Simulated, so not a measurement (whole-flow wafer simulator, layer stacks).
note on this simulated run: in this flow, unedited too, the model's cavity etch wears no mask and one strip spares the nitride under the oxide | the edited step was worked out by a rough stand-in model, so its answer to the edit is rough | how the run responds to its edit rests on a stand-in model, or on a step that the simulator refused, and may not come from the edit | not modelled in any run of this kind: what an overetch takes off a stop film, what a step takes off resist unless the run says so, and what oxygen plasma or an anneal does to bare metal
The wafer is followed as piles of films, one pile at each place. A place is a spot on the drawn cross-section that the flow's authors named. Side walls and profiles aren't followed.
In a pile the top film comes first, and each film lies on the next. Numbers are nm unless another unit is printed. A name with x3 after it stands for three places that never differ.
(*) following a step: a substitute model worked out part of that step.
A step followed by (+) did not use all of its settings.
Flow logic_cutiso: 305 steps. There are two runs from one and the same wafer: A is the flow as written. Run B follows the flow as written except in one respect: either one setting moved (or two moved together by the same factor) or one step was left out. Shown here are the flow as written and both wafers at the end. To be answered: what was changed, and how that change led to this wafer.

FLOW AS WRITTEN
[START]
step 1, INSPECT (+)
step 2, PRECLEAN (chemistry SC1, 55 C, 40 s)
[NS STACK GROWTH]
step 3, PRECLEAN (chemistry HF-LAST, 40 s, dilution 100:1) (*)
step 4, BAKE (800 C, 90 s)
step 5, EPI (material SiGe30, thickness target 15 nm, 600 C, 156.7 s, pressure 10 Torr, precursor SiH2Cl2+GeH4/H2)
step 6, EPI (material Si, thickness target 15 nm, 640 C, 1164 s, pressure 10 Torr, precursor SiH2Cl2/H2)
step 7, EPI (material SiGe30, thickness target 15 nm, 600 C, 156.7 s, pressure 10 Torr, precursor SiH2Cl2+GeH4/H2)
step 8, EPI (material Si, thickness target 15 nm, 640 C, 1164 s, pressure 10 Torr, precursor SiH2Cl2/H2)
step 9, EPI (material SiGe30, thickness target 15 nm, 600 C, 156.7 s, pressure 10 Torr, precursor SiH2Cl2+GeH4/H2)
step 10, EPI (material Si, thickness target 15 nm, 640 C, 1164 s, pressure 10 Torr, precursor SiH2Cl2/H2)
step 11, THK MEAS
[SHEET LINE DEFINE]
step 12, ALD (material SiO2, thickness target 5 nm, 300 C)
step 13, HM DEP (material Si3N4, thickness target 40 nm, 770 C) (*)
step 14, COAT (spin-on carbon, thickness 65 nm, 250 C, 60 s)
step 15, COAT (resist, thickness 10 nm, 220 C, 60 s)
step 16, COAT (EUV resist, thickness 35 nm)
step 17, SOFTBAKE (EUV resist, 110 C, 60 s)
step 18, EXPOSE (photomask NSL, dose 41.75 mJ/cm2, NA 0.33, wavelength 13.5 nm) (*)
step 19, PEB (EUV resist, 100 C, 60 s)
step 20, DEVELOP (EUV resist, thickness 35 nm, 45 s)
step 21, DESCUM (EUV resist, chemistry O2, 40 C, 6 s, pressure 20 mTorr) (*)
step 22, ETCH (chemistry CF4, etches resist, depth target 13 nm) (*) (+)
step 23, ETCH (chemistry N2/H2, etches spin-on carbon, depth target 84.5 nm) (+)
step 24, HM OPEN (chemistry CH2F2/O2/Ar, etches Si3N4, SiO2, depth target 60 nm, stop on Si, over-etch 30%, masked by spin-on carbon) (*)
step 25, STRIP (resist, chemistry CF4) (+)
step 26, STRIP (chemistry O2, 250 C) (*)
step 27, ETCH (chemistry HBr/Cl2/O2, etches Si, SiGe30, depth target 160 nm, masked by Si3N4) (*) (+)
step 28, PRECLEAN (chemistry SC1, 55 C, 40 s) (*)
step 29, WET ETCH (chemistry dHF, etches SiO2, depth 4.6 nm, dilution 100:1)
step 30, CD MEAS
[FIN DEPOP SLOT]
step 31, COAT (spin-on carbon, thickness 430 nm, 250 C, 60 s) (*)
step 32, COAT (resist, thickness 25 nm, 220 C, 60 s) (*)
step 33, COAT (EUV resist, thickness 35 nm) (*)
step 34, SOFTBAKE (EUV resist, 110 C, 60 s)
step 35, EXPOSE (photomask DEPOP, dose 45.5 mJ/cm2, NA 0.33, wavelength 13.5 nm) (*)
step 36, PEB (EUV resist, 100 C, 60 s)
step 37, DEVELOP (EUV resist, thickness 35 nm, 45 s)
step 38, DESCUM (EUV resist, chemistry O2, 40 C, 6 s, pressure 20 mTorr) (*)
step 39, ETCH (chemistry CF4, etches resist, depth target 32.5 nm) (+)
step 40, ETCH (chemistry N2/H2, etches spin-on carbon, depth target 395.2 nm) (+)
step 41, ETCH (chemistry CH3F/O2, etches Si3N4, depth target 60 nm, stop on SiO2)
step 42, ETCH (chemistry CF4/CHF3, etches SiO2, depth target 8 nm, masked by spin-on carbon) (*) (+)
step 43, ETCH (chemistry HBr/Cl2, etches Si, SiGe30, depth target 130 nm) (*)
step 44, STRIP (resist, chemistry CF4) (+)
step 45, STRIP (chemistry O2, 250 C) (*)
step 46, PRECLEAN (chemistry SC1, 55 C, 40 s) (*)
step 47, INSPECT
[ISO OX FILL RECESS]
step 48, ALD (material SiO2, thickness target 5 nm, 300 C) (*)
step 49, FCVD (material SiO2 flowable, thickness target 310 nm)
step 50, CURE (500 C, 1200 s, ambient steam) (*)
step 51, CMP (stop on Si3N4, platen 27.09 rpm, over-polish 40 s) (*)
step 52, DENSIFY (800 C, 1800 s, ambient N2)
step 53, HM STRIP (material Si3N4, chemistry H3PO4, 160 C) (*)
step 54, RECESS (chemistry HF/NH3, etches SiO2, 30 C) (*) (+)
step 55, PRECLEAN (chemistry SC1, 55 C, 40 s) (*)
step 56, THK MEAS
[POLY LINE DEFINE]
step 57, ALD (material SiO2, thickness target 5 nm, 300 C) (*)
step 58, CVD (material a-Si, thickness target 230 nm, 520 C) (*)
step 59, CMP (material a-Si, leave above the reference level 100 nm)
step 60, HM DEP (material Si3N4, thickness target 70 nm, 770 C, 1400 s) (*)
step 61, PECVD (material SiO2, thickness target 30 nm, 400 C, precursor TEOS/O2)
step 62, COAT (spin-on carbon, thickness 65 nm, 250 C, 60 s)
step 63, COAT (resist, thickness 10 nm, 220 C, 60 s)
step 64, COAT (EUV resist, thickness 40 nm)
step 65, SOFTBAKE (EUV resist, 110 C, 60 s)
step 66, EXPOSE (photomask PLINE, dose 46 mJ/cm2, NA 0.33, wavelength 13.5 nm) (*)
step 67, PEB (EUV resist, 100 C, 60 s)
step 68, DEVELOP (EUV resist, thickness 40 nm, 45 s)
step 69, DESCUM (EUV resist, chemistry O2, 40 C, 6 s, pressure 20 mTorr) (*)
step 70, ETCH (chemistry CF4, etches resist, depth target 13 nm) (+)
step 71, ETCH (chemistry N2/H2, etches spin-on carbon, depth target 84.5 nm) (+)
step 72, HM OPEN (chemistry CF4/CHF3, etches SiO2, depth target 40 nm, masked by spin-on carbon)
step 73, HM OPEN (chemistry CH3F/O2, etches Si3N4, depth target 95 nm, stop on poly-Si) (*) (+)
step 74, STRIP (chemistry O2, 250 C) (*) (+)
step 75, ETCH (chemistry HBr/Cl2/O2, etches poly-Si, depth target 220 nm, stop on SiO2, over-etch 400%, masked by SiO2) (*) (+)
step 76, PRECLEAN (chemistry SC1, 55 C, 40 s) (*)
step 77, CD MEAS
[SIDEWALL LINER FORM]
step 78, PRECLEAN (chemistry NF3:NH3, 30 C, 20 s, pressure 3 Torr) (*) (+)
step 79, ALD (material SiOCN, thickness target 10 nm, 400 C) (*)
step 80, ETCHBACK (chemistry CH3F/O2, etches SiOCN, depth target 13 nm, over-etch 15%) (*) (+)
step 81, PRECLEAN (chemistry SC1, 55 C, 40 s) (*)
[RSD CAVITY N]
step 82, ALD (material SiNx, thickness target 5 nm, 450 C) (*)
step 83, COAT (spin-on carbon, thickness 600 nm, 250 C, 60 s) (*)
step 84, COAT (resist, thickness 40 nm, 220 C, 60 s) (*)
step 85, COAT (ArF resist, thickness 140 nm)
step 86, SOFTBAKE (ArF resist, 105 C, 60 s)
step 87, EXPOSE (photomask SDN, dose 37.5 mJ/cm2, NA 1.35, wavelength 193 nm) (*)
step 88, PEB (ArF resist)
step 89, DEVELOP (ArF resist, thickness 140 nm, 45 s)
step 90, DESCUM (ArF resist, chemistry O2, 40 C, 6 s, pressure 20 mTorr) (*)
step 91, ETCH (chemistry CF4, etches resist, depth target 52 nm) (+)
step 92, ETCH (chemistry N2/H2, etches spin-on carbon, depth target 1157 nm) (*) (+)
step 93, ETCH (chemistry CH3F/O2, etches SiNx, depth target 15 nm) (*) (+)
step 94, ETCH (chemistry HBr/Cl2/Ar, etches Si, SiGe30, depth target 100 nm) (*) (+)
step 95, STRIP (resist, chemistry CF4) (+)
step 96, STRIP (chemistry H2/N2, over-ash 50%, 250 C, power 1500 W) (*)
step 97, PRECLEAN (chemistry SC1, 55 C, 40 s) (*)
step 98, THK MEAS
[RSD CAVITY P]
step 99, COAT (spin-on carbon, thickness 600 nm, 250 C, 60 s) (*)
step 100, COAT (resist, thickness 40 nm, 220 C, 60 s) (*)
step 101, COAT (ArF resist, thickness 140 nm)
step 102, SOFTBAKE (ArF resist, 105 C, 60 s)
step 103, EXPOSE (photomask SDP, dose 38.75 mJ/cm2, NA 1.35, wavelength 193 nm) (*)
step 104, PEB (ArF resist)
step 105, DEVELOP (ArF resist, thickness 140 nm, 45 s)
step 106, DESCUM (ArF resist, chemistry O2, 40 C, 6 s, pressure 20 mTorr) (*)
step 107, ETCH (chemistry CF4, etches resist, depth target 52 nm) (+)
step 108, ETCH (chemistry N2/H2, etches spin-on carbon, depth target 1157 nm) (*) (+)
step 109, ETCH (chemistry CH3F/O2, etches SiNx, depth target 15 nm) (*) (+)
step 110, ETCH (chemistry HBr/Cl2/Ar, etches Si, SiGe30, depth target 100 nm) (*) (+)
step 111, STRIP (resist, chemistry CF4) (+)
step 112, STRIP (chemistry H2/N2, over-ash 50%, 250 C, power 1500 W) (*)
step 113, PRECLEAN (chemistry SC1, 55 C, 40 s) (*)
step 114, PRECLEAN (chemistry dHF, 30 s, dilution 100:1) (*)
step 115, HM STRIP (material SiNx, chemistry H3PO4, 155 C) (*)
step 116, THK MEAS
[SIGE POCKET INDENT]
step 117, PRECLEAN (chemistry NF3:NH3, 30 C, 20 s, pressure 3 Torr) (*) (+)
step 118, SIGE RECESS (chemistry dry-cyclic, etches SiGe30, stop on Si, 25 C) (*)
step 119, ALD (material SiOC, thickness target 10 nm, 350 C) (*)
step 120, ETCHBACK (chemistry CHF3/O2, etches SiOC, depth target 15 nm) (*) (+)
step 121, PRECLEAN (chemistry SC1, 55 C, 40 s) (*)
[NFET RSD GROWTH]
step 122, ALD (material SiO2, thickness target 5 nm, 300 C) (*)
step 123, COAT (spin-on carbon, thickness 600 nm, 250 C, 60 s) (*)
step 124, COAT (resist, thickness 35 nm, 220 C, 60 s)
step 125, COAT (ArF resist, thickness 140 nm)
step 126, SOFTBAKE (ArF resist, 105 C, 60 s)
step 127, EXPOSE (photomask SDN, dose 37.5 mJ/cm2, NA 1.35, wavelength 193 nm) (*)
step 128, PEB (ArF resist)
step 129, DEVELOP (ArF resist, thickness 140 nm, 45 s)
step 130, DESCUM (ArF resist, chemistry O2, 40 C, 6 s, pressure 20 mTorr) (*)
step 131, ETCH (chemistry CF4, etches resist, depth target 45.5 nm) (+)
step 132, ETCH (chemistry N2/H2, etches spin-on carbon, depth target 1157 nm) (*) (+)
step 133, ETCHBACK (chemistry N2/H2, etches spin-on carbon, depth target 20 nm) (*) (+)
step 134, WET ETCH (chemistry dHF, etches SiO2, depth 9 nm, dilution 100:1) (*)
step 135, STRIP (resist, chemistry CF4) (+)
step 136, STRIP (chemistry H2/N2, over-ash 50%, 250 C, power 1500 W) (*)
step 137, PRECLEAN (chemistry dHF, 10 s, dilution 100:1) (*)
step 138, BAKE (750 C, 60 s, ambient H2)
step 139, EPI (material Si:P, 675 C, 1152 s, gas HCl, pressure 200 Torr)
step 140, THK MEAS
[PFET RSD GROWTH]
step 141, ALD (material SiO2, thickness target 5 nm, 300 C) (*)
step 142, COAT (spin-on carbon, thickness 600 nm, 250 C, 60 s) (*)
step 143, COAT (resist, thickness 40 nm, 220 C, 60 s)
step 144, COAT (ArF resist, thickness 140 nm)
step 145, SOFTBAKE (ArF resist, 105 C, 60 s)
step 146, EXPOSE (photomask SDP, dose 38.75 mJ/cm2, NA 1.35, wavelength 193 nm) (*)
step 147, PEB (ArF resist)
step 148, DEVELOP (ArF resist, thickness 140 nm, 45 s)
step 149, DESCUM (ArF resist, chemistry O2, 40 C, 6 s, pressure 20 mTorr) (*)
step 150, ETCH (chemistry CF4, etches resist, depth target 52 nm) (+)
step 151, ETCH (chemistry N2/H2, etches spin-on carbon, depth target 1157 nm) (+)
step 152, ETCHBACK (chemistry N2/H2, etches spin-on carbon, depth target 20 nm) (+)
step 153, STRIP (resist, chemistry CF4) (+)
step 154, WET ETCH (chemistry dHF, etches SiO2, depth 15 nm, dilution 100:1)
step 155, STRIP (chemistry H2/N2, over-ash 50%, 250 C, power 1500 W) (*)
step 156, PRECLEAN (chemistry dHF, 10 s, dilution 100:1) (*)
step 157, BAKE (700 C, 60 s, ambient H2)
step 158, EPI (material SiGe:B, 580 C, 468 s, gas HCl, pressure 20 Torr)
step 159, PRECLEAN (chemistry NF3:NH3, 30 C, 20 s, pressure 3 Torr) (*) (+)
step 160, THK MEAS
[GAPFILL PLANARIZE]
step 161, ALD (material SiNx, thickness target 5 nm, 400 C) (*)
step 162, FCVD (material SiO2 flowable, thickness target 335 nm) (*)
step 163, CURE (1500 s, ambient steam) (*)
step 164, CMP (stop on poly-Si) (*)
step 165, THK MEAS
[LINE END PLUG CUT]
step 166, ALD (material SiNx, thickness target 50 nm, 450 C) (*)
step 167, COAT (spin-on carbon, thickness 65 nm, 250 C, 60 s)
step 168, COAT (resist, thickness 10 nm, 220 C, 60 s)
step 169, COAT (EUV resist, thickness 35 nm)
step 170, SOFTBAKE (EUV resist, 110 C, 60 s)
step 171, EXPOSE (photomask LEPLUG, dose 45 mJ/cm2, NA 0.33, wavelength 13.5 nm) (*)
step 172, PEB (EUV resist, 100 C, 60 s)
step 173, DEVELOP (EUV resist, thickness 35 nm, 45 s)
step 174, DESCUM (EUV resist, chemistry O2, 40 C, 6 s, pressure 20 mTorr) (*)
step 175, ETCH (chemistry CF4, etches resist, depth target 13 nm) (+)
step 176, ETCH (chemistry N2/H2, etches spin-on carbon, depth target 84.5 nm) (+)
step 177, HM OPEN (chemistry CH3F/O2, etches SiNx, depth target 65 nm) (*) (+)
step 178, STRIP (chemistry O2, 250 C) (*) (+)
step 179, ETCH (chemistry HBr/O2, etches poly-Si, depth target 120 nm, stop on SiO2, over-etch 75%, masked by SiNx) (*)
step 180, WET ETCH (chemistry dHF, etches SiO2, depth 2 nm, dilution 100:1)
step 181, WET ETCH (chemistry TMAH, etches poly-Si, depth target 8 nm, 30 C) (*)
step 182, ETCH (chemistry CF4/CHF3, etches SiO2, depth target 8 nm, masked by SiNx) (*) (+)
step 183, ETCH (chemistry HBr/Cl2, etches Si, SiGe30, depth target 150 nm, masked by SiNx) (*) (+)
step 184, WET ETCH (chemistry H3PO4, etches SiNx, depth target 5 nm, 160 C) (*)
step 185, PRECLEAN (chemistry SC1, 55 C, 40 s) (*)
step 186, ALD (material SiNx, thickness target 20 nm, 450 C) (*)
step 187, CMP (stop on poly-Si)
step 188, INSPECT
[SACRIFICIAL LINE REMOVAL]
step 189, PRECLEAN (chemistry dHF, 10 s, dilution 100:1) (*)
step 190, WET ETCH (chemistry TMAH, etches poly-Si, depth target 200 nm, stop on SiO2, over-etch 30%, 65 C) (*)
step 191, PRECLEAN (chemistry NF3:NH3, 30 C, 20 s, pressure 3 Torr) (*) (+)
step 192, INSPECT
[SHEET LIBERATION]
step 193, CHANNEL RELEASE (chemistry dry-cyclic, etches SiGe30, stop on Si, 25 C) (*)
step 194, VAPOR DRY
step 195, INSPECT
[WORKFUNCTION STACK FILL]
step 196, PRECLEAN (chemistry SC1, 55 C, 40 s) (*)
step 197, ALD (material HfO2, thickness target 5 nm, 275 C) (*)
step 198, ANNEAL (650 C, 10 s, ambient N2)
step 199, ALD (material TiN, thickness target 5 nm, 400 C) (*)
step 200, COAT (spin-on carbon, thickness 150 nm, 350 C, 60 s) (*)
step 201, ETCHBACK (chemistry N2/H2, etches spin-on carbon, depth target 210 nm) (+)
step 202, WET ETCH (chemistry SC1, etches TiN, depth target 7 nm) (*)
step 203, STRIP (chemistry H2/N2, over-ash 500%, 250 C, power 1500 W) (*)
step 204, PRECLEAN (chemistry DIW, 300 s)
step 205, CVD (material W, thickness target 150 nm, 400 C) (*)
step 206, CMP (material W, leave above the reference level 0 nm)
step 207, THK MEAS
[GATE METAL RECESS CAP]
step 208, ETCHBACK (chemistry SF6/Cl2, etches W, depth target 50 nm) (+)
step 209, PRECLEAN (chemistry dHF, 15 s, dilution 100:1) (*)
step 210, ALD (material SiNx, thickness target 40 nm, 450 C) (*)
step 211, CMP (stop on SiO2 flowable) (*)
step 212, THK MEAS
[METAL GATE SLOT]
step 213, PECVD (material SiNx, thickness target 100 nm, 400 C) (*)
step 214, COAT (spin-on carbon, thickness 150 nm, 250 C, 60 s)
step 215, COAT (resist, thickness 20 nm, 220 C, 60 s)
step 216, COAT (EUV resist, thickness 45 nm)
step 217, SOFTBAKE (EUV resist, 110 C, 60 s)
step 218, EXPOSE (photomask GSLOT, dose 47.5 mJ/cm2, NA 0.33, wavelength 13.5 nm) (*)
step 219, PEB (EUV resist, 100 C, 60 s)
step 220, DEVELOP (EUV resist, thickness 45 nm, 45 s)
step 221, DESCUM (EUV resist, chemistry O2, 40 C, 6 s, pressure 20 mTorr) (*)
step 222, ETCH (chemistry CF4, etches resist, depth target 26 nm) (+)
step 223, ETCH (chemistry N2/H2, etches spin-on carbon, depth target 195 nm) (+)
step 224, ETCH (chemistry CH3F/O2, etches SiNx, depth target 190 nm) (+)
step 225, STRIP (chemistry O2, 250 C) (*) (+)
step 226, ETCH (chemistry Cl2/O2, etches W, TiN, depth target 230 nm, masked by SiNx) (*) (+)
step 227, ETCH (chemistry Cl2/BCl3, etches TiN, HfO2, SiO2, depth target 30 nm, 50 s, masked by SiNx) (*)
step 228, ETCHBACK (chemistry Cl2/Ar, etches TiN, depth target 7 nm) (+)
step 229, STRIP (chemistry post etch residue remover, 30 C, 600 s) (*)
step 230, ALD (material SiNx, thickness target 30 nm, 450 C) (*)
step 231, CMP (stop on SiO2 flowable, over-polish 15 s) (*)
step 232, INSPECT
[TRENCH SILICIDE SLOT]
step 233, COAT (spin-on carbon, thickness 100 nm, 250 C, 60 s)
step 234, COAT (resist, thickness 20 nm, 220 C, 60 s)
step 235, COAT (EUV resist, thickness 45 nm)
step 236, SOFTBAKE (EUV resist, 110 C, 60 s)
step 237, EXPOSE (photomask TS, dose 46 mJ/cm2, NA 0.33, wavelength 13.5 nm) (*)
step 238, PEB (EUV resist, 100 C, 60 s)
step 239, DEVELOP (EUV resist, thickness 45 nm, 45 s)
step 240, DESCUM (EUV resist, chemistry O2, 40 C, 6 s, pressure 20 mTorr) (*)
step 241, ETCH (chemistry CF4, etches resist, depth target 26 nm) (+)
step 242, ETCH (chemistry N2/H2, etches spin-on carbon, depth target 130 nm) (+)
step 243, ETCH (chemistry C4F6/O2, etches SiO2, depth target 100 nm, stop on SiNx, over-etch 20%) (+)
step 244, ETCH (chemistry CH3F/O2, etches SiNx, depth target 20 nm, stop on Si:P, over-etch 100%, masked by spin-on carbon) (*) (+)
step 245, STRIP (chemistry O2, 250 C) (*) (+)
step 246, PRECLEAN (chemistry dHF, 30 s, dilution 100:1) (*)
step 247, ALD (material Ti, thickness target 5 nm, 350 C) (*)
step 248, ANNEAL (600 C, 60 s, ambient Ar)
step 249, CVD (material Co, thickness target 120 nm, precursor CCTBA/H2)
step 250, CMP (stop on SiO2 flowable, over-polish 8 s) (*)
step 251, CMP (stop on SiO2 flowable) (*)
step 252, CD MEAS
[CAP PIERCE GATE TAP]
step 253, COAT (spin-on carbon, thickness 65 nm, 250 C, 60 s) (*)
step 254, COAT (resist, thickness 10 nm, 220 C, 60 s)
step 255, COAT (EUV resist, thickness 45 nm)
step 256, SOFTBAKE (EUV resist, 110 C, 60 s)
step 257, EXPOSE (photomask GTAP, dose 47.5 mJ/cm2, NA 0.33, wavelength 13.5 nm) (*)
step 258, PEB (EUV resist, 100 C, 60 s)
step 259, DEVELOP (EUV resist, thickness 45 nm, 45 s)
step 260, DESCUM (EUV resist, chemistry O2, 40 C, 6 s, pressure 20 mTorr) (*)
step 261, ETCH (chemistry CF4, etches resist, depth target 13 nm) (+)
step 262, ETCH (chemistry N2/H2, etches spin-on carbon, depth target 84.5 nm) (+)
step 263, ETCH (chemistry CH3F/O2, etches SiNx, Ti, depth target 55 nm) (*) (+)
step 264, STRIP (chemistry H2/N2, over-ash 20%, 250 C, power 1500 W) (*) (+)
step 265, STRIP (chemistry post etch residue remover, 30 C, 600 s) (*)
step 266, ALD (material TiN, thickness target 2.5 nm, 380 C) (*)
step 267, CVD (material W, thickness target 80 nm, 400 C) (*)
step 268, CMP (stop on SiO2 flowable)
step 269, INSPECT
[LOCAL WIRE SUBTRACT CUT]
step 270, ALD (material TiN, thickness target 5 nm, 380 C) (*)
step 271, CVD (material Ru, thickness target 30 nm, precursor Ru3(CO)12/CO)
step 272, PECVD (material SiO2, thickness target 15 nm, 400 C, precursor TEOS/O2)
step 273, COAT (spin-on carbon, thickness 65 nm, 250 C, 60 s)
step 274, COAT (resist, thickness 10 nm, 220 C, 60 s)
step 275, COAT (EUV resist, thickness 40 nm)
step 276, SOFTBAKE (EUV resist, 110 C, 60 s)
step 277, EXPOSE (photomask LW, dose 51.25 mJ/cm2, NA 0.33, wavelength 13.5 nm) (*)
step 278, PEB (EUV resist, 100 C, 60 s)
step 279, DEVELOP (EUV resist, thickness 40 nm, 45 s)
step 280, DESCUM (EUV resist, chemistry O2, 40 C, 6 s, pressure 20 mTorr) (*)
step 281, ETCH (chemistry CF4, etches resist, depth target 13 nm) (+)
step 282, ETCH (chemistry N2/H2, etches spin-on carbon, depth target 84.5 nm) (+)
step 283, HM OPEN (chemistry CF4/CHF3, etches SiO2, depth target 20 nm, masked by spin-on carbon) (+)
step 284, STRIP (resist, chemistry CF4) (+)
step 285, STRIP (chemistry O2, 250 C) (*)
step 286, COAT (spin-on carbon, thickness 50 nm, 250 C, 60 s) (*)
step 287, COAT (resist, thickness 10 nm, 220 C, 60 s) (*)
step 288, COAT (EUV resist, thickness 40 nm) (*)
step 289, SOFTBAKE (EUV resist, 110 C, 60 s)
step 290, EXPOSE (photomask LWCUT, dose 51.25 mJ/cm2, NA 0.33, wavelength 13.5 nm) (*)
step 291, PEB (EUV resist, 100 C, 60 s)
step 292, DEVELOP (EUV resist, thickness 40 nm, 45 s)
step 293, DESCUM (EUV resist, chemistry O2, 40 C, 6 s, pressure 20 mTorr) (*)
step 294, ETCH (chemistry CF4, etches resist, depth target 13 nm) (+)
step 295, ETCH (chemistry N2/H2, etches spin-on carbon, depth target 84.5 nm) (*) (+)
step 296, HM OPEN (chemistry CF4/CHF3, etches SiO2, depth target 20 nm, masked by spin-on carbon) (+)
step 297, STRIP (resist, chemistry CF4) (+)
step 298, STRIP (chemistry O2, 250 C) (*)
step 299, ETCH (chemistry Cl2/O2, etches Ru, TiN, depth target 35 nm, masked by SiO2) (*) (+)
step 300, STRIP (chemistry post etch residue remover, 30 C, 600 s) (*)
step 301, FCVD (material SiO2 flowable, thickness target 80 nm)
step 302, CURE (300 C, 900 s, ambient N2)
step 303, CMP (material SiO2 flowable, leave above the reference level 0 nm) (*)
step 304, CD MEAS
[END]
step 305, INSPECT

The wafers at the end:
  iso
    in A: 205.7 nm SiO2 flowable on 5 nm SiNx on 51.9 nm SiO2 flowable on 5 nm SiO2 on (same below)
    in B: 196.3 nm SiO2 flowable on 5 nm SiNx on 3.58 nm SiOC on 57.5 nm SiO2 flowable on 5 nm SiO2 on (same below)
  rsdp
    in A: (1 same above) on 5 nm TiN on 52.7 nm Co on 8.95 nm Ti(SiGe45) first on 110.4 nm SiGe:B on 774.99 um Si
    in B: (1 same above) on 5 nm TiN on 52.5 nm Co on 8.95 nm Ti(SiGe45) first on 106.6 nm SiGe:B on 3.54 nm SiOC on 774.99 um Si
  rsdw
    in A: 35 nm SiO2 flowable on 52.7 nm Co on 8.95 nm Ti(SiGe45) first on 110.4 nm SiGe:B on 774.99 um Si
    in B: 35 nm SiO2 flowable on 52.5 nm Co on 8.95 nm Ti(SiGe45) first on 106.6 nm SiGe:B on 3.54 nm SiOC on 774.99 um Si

The reason: step 120, ETCHBACK: depth target 6.4 nm was run, though the flow has depth target 15 nm.

Step by step, how the change led to this:
  step 120, ETCHBACK (chemistry CHF3/O2, etches SiOC, depth target 15 nm) (*) (+)
      depop, dpovl, gfld, gxf, isow, ns, nsgap, plug: A SiOC loses 10 (all of it), SiO2 loses 5 | B SiOC loses 6.4
      lnr, lnri, lnrp, lnrt: A SiOC loses 10 (all of it), SiOCN loses 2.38 | B SiOC loses 6.4
      (also at 10 further places)
  step 122, ALD (material SiO2, thickness target 5 nm, 300 C) (*)
      depop, dpovl, gfld, gxf, isow, ns, nsgap, plug: A SiO2 gains 5 | B SiO2 gains 5 (new film)
      gxn: A SiO2 gains 6.76 (new film) | B SiO2 gains 5 (new film)
      (also at 1 further place)
  step 123, COAT (spin-on carbon, thickness 600 nm, 250 C, 60 s) (*)
      gfld, gxf, plug: A spin-on carbon gains 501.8 (new film) | B spin-on carbon gains 521.6 (new film)
      gl, glp, tap: A spin-on carbon gains 507 (new film) | B spin-on carbon gains 527 (new film)
      (also at 11 further places)
  step 132, ETCH (chemistry N2/H2, etches spin-on carbon, depth target 1157 nm) (*) (+)
      gl, tap: A spin-on carbon loses 501.7 (all of it), SiO2 loses 5 (all of it), Si3N4 loses 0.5 | B spin-on carbon loses 521.8 (all of it), SiO2 loses 5 (all of it), SiOC loses 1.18
      lnr, lnrt: A spin-on carbon loses 496.5 (all of it), SiO2 loses 5 (all of it), SiOCN loses 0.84 | B spin-on carbon loses 519 (all of it), SiO2 loses 5 (all of it), SiOC loses 1.25
      (also at 18 further places)
  step 133, ETCHBACK (chemistry N2/H2, etches spin-on carbon, depth target 20 nm) (*) (+)
      gl, tap: A Si3N4 loses 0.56 | B SiOC loses 1.18
      lnr, lnrt: A SiOCN loses 0.83 | B SiOC loses 1.18
      (also at 1 further place)
  step 134, WET ETCH (chemistry dHF, etches SiO2, depth 9 nm, dilution 100:1) (*)
      lnr, lnrt: A SiOCN loses 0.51 | B SiOC loses 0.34
  step 135, STRIP (resist, chemistry CF4) (+)
      lnr, lnrt: A SiOCN loses 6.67 | B SiOC loses 0.83 (all of it)
      rsdn, rsdx: A nothing | B SiOC loses 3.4 (all of it)
      (also at 18 further places)
  step 136, STRIP (chemistry H2/N2, over-ash 50%, 250 C, power 1500 W) (*)
      gfld, gxf, plug: A spin-on carbon loses 501.8 (all of it) | B spin-on carbon loses 521.6 (all of it)
      rsdp, rsdw: A spin-on carbon loses 783.2 (all of it) | B spin-on carbon loses 808.3 (all of it)
      (also at 5 further places)
  step 137, PRECLEAN (chemistry dHF, 10 s, dilution 100:1) (*)
      gl, gxn, tap: A Si3N4 loses 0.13 | B SiO2 loses 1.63
  step 141, ALD (material SiO2, thickness target 5 nm, 300 C) (*)
      gl, tap: A SiO2 gains 5 (new film) | B SiO2 gains 5
      gxn: A SiO2 gains 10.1 (new film) | B SiO2 gains 7.47
  step 142, COAT (spin-on carbon, thickness 600 nm, 250 C, 60 s) (*)
      gfld, gxf, plug: A spin-on carbon gains 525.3 (new film) | B spin-on carbon gains 544.1 (new film)
      lnr, lnrt: A spin-on carbon gains 537.9 (new film) | B spin-on carbon gains 554.1 (new film)
      (also at 10 further places)
  step 151, ETCH (chemistry N2/H2, etches spin-on carbon, depth target 1157 nm) (+)
      depop, dpovl, gfld and 14 more: A ArF resist loses 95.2 (all of it), resist loses 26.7 | B ArF resist loses 95.2 (all of it), resist loses 27.5
      rsdp, rsdw: A spin-on carbon loses 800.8 (all of it) | B spin-on carbon loses 824.8 (all of it)
      (also at 3 further places)
  step 153, STRIP (resist, chemistry CF4) (+)
      depop, dpovl, gfld and 14 more: A resist loses 12 (all of it) | B resist loses 11.1 (all of it)
      gxp: A SiO2 loses 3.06 (all of it) | B SiO2 loses 1.23 (all of it)
  step 155, STRIP (chemistry H2/N2, over-ash 50%, 250 C, power 1500 W) (*)
      gfld, gxf, plug: A spin-on carbon loses 525.3 (all of it) | B spin-on carbon loses 544.1 (all of it)
      lnr, lnrt: A spin-on carbon loses 537.9 (all of it) | B spin-on carbon loses 554.1 (all of it)
      (also at 5 further places)
  step 156, PRECLEAN (chemistry dHF, 10 s, dilution 100:1) (*)
      lnrp: A SiOCN loses 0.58 | B SiOC loses 0.06
  step 158, EPI (material SiGe:B, 580 C, 468 s, gas HCl, pressure 20 Torr)
      rsdp, rsdw: A SiGe:B gains 116.8 (new film) | B SiGe:B gains 113 (new film)
  ... another 5 steps ...
  step 251, CMP (stop on SiO2 flowable) (*)
      rsdx: A Ti loses 5 (all of it) | B Ti loses 4.64
